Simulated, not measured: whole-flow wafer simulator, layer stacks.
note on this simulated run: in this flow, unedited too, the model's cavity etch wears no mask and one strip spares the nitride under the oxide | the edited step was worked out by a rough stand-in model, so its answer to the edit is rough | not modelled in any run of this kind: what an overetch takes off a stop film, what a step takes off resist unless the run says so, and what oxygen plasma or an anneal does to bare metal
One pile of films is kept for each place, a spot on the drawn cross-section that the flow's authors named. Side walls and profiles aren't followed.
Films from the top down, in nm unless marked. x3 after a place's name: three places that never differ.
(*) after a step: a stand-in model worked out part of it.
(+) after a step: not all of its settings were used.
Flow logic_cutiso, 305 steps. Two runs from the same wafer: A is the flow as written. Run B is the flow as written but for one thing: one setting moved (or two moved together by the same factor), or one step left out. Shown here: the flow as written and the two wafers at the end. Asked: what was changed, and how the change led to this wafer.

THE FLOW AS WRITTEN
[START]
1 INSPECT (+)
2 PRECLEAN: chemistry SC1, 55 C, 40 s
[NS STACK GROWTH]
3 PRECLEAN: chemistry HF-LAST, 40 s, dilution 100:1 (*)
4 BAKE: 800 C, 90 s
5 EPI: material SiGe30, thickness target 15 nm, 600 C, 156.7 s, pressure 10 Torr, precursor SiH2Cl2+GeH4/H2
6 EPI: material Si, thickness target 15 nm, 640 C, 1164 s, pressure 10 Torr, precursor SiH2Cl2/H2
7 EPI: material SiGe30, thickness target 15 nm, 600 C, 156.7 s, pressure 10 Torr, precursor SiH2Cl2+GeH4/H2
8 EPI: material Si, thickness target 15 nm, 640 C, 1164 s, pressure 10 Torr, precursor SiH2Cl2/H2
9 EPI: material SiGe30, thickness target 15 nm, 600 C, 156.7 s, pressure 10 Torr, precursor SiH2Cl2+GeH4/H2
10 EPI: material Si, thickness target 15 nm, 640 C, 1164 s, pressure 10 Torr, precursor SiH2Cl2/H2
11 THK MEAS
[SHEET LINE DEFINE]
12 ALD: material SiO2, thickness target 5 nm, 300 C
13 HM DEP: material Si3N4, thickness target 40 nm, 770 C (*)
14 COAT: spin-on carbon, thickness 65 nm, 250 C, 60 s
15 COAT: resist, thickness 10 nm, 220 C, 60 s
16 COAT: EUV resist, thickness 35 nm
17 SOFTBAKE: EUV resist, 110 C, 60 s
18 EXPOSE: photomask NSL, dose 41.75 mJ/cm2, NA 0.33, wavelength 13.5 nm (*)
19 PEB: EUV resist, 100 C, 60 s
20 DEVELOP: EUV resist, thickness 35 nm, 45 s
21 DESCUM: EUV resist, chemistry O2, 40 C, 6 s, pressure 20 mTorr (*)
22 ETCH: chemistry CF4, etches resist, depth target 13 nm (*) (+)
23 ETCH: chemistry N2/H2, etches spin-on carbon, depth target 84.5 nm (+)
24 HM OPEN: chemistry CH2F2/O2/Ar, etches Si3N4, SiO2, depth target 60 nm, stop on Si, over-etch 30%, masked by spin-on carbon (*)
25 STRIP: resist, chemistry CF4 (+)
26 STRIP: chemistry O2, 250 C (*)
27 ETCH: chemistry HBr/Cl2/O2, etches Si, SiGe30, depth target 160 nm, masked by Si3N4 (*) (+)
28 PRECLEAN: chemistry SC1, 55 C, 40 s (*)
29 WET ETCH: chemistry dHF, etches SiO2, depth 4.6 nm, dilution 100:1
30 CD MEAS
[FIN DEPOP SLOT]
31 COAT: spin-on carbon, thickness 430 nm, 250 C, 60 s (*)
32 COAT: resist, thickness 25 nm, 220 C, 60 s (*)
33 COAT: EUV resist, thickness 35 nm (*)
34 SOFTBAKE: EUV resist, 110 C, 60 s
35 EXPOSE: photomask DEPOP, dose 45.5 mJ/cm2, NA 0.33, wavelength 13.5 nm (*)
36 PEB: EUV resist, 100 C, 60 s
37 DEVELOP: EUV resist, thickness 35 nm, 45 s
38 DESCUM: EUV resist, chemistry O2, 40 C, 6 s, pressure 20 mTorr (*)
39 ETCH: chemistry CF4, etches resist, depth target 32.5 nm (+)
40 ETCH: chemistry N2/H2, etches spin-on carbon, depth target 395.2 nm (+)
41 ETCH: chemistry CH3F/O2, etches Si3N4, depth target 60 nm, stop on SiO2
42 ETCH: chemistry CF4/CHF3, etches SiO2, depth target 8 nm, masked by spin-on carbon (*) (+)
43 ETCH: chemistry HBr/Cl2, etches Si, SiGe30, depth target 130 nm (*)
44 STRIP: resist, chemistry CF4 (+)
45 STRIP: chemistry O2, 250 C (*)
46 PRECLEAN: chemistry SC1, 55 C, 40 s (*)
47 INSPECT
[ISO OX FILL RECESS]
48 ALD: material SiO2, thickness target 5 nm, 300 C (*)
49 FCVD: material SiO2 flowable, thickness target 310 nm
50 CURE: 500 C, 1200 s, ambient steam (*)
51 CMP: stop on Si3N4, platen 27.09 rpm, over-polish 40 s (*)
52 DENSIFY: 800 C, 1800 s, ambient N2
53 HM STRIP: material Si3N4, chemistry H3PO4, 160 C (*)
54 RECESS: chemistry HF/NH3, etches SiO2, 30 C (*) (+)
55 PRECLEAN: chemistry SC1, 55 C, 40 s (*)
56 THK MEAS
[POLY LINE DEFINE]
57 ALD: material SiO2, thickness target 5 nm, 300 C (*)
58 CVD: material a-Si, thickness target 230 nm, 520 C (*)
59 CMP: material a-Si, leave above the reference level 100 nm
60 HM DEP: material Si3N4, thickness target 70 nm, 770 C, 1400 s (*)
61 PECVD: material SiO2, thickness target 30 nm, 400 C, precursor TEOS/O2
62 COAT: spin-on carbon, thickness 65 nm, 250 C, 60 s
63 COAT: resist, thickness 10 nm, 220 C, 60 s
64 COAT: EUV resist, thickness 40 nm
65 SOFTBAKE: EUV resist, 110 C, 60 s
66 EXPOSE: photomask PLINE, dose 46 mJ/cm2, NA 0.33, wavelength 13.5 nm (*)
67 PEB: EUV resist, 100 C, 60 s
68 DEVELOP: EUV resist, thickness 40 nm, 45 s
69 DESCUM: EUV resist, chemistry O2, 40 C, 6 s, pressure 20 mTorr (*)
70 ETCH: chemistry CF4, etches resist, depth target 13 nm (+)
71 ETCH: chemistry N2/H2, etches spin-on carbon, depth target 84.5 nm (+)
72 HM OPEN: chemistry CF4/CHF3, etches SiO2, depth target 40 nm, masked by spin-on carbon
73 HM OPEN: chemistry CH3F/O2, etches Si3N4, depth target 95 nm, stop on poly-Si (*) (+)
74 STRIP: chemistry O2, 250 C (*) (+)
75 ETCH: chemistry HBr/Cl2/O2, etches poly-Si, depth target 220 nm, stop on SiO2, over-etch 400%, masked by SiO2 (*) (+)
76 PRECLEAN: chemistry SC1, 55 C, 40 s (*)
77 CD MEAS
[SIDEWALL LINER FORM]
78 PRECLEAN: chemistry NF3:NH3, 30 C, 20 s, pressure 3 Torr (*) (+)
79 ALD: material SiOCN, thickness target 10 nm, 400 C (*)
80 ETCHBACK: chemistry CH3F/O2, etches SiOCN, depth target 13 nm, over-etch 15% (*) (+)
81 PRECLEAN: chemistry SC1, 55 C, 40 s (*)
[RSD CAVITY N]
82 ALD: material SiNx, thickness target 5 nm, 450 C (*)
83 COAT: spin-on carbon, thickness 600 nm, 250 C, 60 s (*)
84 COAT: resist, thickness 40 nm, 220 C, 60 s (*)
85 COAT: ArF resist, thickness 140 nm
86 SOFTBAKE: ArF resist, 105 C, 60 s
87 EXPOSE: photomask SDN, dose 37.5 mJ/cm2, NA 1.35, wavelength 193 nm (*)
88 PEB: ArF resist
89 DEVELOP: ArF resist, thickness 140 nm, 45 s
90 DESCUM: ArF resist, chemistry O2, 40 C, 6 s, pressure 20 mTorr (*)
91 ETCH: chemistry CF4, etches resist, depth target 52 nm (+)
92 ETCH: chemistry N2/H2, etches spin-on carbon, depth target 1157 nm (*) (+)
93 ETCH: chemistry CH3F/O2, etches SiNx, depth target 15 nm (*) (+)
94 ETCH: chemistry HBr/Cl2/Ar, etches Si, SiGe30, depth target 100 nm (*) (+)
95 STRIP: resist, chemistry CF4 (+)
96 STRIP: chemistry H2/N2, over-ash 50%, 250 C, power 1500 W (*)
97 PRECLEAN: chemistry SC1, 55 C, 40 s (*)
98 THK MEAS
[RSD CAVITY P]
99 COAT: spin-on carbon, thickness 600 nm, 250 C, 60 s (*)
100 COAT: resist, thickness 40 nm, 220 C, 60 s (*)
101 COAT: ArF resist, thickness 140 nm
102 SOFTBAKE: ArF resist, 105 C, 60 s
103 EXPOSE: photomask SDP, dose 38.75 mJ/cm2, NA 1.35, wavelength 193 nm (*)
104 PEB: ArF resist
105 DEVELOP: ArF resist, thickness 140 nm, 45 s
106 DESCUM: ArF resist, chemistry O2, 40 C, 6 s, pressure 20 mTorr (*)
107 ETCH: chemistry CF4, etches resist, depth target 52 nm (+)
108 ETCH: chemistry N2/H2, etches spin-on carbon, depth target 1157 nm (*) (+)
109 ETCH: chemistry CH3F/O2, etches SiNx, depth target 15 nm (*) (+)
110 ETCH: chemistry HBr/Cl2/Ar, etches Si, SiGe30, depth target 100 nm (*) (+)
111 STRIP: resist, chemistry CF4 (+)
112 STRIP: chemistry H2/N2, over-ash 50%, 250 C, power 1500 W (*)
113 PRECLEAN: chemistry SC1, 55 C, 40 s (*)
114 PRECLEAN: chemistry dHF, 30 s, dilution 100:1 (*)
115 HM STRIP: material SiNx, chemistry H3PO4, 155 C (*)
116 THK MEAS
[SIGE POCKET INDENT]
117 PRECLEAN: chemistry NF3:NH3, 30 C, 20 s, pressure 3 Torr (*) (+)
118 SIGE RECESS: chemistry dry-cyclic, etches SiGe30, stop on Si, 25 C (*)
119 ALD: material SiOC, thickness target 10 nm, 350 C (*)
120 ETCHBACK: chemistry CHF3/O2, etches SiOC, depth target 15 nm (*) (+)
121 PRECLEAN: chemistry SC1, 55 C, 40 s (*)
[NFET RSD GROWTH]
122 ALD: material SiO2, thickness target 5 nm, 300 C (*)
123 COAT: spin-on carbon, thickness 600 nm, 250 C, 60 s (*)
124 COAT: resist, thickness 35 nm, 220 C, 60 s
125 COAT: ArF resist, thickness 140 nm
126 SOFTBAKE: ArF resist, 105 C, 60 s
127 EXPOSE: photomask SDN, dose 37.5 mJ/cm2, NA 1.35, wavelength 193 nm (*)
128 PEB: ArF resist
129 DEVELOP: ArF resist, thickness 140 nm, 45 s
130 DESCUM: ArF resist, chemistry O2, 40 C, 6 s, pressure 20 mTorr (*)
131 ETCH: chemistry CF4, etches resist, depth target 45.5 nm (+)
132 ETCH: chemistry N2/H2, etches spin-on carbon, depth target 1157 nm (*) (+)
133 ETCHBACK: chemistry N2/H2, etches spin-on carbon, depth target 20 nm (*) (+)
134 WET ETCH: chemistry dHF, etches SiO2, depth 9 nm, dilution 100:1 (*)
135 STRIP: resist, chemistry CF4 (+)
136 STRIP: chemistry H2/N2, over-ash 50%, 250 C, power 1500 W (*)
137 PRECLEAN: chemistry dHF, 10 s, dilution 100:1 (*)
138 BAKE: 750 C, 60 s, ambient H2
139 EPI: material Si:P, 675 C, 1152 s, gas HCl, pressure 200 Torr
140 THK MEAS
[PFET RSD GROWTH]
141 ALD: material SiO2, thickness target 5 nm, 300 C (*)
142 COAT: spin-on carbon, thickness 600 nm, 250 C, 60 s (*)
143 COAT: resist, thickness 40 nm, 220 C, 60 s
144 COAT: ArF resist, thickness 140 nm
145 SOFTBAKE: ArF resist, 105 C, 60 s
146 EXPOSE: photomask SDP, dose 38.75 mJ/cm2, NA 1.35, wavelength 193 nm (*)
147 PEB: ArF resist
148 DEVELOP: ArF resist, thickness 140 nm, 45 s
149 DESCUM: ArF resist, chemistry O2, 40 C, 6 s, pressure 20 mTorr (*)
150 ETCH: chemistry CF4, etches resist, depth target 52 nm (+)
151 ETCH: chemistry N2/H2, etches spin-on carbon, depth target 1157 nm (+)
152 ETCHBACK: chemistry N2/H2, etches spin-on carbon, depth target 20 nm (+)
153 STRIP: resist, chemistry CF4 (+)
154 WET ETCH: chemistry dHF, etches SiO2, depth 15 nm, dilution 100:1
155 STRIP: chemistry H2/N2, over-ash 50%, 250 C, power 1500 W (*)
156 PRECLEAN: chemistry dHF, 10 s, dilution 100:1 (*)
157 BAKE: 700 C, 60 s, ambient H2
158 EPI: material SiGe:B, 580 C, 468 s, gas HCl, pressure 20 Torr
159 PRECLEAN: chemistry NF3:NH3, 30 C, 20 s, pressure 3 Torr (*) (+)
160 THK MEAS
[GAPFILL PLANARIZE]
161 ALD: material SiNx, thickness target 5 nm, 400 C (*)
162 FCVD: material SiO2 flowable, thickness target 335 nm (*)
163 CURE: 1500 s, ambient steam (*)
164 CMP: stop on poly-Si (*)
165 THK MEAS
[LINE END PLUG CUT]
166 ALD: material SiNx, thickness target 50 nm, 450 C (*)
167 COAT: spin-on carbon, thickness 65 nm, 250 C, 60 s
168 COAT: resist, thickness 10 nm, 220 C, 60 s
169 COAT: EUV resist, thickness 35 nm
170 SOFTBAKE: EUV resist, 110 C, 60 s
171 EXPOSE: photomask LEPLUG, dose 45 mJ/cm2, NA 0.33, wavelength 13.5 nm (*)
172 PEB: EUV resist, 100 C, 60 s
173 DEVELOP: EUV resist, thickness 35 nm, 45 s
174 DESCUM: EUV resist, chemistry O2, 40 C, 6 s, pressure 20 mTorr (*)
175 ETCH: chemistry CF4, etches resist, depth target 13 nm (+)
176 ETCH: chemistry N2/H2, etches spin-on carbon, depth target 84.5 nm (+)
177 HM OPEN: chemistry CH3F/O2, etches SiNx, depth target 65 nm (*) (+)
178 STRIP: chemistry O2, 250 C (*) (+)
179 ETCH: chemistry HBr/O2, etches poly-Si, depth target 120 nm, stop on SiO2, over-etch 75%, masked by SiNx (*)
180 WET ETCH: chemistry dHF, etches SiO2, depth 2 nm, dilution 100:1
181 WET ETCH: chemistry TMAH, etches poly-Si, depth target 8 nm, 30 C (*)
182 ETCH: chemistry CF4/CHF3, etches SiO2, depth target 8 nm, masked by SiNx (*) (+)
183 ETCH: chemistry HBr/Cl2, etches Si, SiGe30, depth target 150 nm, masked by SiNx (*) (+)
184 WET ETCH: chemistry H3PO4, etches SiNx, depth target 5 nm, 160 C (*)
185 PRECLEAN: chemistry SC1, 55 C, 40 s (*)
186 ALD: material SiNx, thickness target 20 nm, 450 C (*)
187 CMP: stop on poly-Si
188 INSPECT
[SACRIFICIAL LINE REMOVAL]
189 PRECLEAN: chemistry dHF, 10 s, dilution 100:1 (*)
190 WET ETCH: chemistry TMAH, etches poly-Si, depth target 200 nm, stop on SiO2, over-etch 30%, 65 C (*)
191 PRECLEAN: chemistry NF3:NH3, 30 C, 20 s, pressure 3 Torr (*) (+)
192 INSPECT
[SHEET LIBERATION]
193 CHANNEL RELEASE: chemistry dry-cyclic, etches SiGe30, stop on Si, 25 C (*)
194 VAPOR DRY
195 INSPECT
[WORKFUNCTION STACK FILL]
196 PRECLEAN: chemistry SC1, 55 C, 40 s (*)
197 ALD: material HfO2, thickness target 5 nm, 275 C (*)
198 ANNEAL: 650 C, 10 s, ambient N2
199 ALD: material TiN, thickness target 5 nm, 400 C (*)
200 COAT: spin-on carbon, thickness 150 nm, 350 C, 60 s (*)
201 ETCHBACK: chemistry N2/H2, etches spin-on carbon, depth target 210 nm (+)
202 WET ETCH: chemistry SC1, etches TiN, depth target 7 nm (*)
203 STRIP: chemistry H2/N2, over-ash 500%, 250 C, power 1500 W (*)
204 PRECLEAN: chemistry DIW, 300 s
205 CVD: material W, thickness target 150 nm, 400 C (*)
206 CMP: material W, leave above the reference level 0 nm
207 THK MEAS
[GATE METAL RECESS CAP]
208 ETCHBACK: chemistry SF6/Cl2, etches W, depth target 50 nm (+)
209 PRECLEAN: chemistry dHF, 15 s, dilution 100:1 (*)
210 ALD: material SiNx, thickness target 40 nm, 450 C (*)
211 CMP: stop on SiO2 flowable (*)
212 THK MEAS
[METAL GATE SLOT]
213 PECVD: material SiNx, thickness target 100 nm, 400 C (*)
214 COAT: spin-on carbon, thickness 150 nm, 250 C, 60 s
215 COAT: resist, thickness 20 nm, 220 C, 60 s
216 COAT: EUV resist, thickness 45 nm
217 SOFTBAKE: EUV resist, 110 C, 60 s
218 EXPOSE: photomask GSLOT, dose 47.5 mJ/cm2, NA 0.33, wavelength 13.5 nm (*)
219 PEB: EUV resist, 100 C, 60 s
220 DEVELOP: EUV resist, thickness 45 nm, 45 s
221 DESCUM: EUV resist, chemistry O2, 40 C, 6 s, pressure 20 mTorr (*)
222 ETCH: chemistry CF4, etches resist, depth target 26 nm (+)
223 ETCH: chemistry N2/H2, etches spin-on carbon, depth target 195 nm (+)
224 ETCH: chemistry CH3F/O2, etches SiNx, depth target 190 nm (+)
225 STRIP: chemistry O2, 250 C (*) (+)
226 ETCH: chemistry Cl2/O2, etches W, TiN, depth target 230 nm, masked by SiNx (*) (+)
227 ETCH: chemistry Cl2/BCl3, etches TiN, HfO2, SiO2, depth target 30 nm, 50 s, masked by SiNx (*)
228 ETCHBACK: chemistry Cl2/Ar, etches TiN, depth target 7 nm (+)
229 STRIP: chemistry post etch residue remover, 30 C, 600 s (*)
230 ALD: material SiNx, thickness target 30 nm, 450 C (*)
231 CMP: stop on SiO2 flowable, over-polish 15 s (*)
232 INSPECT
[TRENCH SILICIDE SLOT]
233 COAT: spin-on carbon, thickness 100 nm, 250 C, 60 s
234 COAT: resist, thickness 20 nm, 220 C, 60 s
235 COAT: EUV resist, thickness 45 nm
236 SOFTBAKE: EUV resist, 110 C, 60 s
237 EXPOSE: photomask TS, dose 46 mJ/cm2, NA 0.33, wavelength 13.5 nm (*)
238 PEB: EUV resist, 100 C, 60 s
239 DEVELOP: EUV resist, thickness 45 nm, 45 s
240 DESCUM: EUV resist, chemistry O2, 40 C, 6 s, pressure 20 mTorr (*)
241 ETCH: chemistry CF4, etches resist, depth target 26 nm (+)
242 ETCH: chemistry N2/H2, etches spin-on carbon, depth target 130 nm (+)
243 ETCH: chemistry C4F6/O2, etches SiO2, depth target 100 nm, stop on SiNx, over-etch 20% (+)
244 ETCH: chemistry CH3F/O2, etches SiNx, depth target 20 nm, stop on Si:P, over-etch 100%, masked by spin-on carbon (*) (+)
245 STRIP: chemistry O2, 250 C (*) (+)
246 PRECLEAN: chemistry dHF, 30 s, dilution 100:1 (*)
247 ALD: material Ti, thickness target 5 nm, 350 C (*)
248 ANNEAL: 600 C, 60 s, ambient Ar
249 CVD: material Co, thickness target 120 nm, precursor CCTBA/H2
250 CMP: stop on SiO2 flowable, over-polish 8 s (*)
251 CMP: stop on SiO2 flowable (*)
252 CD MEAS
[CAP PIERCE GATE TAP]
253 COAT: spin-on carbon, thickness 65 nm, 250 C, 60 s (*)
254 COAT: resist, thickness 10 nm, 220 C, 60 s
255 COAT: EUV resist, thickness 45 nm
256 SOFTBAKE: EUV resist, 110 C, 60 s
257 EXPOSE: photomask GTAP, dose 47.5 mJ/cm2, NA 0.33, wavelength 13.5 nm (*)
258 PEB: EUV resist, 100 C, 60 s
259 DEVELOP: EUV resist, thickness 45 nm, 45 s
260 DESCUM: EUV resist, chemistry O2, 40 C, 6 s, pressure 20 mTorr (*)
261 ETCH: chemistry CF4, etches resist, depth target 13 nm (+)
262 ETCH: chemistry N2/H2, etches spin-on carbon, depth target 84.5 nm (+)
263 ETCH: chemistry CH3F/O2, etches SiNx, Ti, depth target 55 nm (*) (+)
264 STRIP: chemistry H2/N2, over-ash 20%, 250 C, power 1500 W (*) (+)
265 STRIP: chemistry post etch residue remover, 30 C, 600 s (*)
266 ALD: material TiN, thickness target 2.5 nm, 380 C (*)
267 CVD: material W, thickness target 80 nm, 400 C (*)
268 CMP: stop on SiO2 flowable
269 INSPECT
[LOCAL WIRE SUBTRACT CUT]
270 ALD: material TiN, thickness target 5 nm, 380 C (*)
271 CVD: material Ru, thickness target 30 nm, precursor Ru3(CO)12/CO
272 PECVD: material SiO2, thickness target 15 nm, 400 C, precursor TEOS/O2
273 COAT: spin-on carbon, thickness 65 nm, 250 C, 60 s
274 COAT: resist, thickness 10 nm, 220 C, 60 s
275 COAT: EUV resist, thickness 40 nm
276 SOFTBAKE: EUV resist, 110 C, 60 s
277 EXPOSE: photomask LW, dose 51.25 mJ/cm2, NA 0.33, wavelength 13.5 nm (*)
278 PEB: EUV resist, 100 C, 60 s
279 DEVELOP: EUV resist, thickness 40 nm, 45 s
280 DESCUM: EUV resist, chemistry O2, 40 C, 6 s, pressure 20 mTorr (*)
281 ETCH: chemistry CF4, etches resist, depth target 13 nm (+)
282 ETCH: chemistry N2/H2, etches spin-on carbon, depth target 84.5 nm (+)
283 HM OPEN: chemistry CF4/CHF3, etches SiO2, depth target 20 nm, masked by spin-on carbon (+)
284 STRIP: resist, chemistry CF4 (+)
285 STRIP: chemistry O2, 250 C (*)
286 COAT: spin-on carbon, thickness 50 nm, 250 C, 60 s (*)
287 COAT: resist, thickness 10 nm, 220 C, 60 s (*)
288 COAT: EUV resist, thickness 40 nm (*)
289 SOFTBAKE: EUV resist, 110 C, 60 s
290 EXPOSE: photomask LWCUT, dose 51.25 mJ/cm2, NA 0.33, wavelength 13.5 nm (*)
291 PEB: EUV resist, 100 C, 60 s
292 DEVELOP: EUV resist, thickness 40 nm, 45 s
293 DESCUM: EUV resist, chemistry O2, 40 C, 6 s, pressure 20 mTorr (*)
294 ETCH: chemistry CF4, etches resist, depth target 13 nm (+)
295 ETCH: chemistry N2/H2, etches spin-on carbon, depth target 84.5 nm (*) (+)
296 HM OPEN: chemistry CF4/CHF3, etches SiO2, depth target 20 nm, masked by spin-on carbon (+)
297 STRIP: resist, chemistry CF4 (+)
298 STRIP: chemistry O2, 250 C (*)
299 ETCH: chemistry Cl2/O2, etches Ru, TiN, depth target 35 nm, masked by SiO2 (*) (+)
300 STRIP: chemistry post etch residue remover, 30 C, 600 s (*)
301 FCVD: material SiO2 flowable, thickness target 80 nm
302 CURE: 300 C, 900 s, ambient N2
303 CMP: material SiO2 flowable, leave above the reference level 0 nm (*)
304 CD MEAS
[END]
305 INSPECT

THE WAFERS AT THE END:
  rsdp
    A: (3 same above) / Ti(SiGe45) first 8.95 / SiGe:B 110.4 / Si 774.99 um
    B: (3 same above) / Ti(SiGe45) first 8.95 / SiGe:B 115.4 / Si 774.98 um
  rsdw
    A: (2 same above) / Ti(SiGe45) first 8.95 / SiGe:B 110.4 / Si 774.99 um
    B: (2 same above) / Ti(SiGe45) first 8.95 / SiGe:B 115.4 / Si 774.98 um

The cause: step 110, ETCH: depth target 105 nm was run, where the flow has depth target 100 nm.

How the change led to this, step by step:
  110 ETCH: chemistry HBr/Cl2/Ar, etches Si, SiGe30, depth target 100 nm (*) (+)
      rsdp, rsdw: A chemical SiO2 -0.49 (all of it), Si -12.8 (all of it), SiGe30 -15 (all of it), Si -15 (all of it), SiGe30 -15 (all of it), Si -15 (all of it), SiGe30 -15 (all of it), Si -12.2 | B chemical SiO2 -0.49 (all of it), Si -12.8 (all of it), SiGe30 -15 (all of it), Si -15 (all of it), SiGe30 -15 (all of it), Si -15 (all of it), SiGe30 -15 (all of it), Si -17.2
  158 EPI: material SiGe:B, 580 C, 468 s, gas HCl, pressure 20 Torr
      rsdp, rsdw: A SiGe:B +116.8 (new film) | B SiGe:B +121.8 (new film)
